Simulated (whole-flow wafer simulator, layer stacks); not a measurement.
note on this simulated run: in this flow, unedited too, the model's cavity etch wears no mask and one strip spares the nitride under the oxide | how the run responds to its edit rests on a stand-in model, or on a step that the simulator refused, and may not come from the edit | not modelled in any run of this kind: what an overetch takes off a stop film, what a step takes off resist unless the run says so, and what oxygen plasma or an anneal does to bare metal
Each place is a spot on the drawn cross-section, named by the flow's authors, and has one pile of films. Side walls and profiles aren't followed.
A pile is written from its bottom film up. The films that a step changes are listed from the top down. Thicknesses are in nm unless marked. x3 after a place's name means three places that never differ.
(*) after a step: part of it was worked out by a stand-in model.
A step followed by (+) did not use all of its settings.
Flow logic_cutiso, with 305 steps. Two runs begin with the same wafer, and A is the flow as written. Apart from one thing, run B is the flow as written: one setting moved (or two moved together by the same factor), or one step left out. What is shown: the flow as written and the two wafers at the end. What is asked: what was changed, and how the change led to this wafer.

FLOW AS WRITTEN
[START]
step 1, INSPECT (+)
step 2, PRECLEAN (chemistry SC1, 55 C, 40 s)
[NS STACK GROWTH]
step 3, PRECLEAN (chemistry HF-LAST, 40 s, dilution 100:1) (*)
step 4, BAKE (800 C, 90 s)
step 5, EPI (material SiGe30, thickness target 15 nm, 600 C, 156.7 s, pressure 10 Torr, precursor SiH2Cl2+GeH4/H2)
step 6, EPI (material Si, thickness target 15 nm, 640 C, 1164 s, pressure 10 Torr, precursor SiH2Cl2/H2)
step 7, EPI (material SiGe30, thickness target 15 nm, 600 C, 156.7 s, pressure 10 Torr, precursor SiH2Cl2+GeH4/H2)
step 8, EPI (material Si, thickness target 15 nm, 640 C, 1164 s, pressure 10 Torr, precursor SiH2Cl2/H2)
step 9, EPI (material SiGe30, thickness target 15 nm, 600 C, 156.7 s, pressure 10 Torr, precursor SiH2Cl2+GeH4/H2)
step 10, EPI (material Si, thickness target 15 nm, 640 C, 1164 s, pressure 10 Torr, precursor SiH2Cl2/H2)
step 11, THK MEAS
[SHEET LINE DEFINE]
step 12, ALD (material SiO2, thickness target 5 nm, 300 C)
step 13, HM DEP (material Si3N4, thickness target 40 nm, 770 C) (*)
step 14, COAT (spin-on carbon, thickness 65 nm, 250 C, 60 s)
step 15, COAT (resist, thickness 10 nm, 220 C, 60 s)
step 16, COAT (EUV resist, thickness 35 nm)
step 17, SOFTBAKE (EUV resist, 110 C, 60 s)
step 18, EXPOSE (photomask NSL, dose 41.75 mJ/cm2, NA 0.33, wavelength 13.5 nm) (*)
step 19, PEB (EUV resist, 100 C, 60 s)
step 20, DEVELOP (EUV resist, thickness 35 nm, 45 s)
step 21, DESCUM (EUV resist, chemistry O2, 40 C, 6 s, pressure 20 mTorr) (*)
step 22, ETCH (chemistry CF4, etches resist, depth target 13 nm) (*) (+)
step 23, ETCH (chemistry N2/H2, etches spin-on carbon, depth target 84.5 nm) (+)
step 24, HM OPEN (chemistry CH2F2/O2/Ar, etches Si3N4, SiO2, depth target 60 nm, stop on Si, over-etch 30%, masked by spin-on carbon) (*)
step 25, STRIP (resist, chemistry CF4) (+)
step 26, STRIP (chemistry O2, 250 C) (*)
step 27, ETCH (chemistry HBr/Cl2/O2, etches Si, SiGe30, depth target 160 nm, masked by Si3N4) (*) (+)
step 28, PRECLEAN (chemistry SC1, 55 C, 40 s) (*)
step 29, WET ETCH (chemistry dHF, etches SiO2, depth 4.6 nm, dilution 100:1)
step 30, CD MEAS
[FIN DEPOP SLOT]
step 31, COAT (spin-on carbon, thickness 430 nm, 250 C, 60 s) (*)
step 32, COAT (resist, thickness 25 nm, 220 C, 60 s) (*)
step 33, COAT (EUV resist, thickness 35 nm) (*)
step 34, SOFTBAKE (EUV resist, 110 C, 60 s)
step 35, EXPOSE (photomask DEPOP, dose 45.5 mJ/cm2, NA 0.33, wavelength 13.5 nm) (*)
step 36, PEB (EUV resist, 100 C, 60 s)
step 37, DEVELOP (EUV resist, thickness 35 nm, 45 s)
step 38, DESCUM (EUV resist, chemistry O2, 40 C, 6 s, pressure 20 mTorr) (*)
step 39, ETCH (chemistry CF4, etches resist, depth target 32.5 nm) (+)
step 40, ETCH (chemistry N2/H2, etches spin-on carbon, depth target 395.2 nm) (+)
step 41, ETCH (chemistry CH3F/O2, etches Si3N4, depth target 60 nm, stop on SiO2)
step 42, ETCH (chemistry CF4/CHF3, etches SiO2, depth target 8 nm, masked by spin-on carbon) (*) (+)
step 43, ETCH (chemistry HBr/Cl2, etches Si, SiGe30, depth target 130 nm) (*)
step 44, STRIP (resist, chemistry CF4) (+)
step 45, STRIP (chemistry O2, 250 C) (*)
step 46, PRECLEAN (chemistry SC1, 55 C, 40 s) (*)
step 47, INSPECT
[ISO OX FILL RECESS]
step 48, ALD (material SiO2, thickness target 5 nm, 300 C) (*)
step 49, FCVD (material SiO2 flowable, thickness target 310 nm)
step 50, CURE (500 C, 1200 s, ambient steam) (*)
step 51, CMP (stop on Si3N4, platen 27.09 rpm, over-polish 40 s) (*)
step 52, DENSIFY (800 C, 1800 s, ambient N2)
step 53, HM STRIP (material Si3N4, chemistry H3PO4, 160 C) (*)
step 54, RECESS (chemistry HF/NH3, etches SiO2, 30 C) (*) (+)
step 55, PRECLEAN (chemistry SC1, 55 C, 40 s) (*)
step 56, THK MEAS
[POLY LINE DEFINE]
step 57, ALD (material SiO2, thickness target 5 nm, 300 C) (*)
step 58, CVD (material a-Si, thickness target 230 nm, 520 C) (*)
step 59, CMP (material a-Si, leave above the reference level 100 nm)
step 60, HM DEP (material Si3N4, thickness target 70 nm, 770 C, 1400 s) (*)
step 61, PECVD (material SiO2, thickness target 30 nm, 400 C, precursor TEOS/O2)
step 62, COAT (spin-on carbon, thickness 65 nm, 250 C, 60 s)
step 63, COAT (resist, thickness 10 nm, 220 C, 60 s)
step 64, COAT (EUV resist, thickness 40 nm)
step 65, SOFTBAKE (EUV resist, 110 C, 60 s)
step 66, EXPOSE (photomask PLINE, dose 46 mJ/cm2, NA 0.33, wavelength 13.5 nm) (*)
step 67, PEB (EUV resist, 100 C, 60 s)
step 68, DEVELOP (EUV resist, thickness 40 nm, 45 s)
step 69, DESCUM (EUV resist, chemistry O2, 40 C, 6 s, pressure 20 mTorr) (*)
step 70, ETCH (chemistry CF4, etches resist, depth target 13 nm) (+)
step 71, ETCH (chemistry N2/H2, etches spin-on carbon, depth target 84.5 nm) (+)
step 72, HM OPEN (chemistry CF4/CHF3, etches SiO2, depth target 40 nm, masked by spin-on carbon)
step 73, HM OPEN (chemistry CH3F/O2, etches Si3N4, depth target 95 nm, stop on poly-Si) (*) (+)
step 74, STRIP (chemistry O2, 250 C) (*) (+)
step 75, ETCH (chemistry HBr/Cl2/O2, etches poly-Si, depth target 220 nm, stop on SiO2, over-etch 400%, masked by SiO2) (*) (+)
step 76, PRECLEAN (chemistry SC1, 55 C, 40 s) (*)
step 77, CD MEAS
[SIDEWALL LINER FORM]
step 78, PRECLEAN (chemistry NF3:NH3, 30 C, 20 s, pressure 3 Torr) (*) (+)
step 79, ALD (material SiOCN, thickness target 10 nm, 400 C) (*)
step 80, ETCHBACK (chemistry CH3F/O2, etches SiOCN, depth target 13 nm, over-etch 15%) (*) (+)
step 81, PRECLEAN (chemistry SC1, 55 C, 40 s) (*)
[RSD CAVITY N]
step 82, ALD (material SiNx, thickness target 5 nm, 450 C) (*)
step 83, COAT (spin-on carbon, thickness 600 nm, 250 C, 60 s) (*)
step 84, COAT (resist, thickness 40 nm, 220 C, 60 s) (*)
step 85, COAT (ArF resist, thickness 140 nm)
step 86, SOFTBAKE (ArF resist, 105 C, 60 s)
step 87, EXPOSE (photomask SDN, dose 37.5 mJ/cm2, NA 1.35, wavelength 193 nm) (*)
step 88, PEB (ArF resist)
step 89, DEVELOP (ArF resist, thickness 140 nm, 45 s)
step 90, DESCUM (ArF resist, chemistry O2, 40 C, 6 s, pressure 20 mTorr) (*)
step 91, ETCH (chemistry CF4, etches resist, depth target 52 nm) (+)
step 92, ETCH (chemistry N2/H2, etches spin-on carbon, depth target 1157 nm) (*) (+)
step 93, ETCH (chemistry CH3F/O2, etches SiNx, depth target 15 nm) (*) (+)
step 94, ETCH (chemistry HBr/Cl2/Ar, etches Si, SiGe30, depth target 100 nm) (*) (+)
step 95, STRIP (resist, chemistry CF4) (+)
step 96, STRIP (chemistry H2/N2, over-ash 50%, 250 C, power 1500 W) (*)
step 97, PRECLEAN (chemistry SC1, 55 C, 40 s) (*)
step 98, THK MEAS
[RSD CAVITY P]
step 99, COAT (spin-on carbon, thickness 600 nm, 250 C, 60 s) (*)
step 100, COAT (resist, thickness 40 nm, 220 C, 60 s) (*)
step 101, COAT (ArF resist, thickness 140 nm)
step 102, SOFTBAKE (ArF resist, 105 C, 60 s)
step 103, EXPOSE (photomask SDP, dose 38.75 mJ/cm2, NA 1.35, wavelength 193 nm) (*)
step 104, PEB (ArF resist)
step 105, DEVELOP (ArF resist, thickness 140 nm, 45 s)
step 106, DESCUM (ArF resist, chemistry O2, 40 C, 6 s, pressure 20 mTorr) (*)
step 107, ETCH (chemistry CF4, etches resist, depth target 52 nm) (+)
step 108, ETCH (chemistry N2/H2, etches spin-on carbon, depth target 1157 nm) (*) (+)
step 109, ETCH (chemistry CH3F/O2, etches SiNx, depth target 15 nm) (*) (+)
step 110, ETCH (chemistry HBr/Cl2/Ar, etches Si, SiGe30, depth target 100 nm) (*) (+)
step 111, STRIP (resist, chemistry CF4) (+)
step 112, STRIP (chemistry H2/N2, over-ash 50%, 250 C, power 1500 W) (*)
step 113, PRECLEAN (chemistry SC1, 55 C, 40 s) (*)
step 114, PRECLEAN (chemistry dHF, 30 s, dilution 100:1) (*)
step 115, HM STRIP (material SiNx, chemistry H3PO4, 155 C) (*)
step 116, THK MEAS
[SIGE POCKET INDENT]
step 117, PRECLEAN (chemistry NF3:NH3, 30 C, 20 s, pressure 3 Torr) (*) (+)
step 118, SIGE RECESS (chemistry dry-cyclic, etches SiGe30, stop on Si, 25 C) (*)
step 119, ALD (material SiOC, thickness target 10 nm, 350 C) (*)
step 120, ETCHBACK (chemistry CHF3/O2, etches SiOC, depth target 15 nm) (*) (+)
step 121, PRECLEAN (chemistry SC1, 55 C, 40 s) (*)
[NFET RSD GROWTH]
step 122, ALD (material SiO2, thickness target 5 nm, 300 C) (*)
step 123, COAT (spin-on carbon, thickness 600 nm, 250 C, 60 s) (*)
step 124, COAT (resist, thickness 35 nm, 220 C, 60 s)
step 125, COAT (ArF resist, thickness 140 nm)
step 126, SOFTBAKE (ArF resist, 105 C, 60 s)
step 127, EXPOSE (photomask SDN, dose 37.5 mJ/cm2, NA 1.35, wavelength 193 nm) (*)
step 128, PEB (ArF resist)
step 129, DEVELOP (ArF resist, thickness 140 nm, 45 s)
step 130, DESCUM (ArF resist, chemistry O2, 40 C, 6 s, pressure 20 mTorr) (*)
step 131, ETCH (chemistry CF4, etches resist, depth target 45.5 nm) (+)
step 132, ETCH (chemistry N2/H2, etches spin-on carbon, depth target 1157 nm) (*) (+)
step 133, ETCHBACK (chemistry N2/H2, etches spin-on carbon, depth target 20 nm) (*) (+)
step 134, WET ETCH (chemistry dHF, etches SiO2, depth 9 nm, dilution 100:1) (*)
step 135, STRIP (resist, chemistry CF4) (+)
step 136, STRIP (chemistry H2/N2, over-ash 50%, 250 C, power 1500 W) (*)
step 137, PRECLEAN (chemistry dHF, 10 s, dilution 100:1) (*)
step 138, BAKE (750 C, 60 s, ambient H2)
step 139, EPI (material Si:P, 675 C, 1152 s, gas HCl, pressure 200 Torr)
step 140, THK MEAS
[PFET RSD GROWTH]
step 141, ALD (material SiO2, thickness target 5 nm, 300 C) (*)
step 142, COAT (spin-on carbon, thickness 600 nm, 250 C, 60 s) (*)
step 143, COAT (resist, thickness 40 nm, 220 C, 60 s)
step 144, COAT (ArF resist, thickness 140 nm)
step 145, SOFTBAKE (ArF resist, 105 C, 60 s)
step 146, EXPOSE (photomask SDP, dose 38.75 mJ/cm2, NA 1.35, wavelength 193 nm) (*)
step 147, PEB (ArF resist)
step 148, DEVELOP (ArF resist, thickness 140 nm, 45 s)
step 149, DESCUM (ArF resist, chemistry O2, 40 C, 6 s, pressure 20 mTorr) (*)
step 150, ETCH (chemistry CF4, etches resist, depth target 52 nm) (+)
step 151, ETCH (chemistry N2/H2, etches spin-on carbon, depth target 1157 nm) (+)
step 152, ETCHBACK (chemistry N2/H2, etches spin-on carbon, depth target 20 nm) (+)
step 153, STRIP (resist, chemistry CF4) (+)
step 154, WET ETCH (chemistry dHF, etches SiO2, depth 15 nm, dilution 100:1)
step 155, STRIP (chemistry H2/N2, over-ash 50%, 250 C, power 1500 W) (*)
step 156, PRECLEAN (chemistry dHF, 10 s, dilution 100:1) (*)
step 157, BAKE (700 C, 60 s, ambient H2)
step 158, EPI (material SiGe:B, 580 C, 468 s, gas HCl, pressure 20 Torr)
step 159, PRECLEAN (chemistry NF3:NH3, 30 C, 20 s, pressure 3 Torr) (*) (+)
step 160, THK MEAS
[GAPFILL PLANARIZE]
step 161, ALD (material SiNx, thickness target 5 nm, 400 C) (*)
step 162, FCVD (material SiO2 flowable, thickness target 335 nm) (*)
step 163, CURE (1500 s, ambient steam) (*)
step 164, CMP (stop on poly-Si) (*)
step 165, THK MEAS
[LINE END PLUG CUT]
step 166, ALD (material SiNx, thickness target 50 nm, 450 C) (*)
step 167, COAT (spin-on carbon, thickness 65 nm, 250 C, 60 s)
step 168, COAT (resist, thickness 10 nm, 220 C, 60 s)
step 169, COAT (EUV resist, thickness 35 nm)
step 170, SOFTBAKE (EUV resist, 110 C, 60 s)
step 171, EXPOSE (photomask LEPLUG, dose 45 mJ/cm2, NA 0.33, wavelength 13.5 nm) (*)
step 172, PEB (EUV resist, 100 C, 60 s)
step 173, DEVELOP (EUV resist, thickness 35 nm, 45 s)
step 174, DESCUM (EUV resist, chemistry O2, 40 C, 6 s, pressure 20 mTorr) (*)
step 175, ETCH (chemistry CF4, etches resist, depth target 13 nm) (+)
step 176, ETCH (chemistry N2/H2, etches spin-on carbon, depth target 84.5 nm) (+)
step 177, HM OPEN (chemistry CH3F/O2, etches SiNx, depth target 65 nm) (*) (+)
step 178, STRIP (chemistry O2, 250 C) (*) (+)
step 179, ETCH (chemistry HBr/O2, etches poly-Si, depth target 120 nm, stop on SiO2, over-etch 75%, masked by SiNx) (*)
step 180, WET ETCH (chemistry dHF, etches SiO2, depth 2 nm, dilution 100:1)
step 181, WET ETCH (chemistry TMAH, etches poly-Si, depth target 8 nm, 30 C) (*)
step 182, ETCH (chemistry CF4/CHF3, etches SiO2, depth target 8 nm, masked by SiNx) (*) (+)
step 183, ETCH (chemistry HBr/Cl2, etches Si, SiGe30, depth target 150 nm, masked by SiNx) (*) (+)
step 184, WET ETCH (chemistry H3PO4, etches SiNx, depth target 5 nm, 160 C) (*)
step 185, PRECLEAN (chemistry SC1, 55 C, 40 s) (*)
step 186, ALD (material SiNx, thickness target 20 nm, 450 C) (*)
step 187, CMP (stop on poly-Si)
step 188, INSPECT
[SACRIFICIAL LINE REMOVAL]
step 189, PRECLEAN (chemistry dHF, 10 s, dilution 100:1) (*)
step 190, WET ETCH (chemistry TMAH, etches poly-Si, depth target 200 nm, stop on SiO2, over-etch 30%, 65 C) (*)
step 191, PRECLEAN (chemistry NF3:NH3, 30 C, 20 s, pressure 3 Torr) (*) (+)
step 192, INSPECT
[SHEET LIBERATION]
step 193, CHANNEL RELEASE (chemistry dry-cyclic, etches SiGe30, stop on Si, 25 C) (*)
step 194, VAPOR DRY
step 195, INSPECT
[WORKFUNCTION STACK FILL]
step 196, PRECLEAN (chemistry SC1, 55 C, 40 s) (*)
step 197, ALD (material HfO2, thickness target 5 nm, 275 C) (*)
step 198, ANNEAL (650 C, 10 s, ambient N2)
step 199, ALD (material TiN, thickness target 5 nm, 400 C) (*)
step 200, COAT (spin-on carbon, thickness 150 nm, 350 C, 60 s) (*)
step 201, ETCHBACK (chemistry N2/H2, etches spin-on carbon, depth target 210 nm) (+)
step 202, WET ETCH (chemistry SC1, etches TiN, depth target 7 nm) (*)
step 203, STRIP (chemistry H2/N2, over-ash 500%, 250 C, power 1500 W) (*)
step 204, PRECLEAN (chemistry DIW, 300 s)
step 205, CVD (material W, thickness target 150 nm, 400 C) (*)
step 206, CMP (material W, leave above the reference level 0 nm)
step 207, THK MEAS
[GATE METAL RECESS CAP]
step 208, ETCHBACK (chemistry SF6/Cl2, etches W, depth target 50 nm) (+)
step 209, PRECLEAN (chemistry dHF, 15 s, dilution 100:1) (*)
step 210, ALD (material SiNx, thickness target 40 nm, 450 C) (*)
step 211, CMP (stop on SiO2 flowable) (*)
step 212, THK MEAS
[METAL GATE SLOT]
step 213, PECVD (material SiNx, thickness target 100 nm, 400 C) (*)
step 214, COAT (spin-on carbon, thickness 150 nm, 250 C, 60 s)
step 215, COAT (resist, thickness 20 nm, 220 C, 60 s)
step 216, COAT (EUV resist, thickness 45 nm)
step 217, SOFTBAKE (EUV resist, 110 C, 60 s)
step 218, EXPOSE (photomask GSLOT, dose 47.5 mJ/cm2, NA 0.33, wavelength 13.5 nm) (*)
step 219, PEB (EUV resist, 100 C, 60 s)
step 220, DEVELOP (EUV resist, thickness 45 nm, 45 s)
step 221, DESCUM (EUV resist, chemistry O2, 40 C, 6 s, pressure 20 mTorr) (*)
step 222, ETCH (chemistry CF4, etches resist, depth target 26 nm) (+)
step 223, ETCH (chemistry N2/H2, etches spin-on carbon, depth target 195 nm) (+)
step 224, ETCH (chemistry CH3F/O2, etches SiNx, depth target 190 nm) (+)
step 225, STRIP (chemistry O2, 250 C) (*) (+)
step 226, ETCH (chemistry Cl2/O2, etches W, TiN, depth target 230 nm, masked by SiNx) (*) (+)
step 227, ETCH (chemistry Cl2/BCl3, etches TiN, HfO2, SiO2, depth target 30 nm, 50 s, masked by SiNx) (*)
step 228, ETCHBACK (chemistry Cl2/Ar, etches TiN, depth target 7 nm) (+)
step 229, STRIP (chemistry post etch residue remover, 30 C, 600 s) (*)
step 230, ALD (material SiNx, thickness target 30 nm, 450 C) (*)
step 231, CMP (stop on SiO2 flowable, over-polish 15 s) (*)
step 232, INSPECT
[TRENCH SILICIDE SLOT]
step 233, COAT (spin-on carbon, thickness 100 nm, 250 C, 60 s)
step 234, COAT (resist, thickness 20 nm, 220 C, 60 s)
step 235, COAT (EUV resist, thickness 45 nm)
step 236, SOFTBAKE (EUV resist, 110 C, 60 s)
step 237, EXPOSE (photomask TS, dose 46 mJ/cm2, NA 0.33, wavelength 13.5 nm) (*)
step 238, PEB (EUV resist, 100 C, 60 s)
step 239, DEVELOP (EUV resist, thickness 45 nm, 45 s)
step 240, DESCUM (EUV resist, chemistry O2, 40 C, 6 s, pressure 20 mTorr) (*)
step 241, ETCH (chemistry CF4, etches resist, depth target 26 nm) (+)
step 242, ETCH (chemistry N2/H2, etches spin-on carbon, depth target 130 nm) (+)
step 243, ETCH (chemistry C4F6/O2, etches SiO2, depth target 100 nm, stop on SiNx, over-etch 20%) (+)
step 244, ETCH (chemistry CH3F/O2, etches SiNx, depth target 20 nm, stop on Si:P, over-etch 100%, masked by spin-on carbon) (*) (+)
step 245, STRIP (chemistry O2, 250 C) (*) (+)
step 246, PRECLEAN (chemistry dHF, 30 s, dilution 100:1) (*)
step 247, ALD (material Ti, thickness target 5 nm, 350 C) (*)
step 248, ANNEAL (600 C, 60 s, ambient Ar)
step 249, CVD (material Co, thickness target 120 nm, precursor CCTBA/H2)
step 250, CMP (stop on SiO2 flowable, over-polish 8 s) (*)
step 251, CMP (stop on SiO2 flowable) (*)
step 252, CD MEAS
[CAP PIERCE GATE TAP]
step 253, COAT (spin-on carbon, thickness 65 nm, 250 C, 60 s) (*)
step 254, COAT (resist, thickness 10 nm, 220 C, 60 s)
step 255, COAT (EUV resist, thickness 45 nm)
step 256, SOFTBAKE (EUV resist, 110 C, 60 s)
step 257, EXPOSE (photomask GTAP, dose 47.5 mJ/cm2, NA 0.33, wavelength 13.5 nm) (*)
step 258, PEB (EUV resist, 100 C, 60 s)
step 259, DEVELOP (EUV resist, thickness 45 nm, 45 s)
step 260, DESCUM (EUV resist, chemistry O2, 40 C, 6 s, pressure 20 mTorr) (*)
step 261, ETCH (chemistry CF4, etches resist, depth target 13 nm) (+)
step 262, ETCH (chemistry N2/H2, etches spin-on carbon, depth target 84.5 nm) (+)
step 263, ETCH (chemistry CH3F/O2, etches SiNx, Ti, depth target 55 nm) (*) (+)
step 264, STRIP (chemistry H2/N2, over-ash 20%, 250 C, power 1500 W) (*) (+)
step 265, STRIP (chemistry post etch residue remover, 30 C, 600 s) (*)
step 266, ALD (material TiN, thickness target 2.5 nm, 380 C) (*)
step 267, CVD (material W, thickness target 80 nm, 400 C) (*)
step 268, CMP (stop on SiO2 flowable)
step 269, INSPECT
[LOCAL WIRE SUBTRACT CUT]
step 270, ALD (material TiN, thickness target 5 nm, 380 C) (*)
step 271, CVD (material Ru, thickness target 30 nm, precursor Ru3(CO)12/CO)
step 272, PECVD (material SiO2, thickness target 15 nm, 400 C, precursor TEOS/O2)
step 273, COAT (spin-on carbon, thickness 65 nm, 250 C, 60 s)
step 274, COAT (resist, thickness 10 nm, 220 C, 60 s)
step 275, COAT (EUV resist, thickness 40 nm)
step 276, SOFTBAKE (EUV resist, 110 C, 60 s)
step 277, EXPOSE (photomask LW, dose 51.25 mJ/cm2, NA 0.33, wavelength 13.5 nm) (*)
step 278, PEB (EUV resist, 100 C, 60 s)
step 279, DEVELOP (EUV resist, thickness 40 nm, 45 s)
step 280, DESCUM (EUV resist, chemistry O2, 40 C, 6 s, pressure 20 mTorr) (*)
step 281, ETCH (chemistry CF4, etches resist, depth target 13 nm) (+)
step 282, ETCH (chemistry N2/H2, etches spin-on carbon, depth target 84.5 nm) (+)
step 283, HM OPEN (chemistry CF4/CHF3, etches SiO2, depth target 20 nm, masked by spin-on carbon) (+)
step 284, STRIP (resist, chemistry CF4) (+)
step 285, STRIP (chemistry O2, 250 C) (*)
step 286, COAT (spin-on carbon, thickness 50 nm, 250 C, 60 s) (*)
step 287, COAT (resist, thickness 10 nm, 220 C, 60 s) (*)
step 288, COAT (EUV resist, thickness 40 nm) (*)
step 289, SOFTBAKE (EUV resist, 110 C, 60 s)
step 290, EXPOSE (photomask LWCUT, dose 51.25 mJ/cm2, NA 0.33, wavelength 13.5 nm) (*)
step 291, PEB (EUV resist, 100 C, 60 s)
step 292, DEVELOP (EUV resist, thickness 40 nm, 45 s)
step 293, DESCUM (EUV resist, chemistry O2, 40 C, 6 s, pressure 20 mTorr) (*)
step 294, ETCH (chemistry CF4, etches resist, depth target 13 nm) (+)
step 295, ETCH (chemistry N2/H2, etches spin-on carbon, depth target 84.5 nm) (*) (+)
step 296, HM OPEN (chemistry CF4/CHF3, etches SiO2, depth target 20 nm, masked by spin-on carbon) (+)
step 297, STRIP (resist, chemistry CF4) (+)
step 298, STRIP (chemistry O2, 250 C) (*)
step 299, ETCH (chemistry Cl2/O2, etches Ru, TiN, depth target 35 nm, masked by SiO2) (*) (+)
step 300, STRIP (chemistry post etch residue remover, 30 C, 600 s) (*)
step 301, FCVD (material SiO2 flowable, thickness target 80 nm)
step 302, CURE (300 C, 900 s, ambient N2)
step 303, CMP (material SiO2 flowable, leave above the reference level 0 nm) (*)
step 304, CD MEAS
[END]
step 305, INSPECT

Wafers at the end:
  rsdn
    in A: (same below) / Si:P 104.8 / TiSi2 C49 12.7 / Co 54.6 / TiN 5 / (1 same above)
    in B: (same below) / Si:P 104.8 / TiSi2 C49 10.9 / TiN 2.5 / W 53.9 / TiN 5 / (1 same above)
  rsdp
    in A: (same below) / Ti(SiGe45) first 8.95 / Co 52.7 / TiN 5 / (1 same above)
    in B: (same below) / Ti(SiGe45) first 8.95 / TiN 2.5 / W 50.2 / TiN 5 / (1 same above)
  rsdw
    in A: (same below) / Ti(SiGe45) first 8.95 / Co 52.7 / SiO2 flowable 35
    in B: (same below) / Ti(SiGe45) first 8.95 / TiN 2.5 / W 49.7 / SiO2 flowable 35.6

What caused this: step 249, CVD: material Co, thickness target 120 nm, precursor CCTBA/H2, was skipped.

The path from the change to this, step by step:
  step 250, CMP (stop on SiO2 flowable, over-polish 8 s) (*)
      gl, glp, gxf, gxn, gxp, tap: A Co loses 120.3 (all of it), Ti loses 5 (all of it), SiNx loses 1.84 | B Ti loses 5 (all of it), SiNx loses 1.84
      depop, dpovl, isow, ns, nsgap: A Co loses 120.3 (all of it), Ti loses 5 (all of it), SiNx loses 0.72 | B Ti loses 5 (all of it), SiNx loses 0.72
      (and at 11 other places as well)
  step 251, CMP (stop on SiO2 flowable) (*)
      rsdn, rsdp, rsdw: A Co loses 5 | B nothing
      iso: A Co loses 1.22 (all of it), Ti loses 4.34 | B Ti loses 3.31
      (and at 1 other place as well)
  step 253, COAT (spin-on carbon, thickness 65 nm, 250 C, 60 s) (*)
      glp, plug, tap: A spin-on carbon gains 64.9 (new film) | B spin-on carbon gains 53.8 (new film)
      gfld, gxn: A spin-on carbon gains 64.9 (new film) | B spin-on carbon gains 54.9 (new film)
      (and at 12 other places as well)
  step 254, COAT (resist, thickness 10 nm, 220 C, 60 s)
      gfld, gxn: A resist gains 10 (new film) | B resist gains 9.28 (new film)
      iso, rsdx: A resist gains 10 (new film) | B resist gains 9.32 (new film)
      (and at 5 other places as well)
  step 262, ETCH (chemistry N2/H2, etches spin-on carbon, depth target 84.5 nm) (+)
      tap: A spin-on carbon loses 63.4 (all of it), SiNx loses 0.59 | B spin-on carbon loses 52.4 (all of it), SiNx loses 0.73
  step 263, ETCH (chemistry CH3F/O2, etches SiNx, Ti, depth target 55 nm) (*) (+)
      depop, dpovl, isow, ns, nsgap: A resist loses 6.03 (all of it), spin-on carbon loses 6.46 | B resist loses 6.42 (all of it), spin-on carbon loses 5.42
      gfld: A resist loses 6.03 (all of it), spin-on carbon loses 6.45 | B resist loses 5.7 (all of it), spin-on carbon loses 7.14
      (and at 12 other places as well)
  step 264, STRIP (chemistry H2/N2, over-ash 20%, 250 C, power 1500 W) (*) (+)
      gfld, gxn: A spin-on carbon loses 58.4 (all of it) | B spin-on carbon loses 47.7 (all of it)
      glp, plug: A spin-on carbon loses 58.4 (all of it) | B spin-on carbon loses 48.9 (all of it)
      (and at 12 other places as well)
  step 265, STRIP (chemistry post etch residue remover, 30 C, 600 s) (*)
      rsdn: A nothing | B TiSi2 C49 loses 1.79
      rsdx: A nothing | B Ti loses 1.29 (all of it)
      (and at 1 other place as well)
  step 267, CVD (material W, thickness target 80 nm, 400 C) (*)
      rsdp, rsdw: A W gains 80 (new film) | B W gains 135.1 (new film)
      rsdn: A W gains 80 (new film) | B W gains 138.8 (new film)
  step 268, CMP (stop on SiO2 flowable)
      rsdn, rsdp, rsdw: A W loses 80 (all of it), TiN loses 2.5 (all of it), Co loses 1.22 | B W loses 84.8
      depop, dpovl, gfld and 9 more: A W loses 80.2 (all of it), TiN loses 2.5 (all of it), SiNx loses 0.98 | B W loses 80.2 (all of it), TiN loses 2.5 (all of it), SiNx loses 2.09
      (and at 4 other places as well)
  step 286, COAT (spin-on carbon, thickness 50 nm, 250 C, 60 s) (*)
      lnr: A spin-on carbon gains 54.9 (new film) | B spin-on carbon gains 56.1 (new film)
  step 295, ETCH (chemistry N2/H2, etches spin-on carbon, depth target 84.5 nm) (*) (+)
      rsdw: A spin-on carbon loses 38.6 (all of it), SiO2 loses 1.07 | B spin-on carbon loses 39.4 (all of it), SiO2 loses 1.09
  step 296, HM OPEN (chemistry CF4/CHF3, etches SiO2, depth target 20 nm, masked by spin-on carbon) (+)
      lnr: A resist loses 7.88 (all of it), spin-on carbon loses 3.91 | B resist loses 7.37 (all of it), spin-on carbon loses 4.07
  step 298, STRIP (chemistry O2, 250 C) (*)
      lnr: A spin-on carbon loses 51 (all of it) | B spin-on carbon loses 52.1 (all of it)
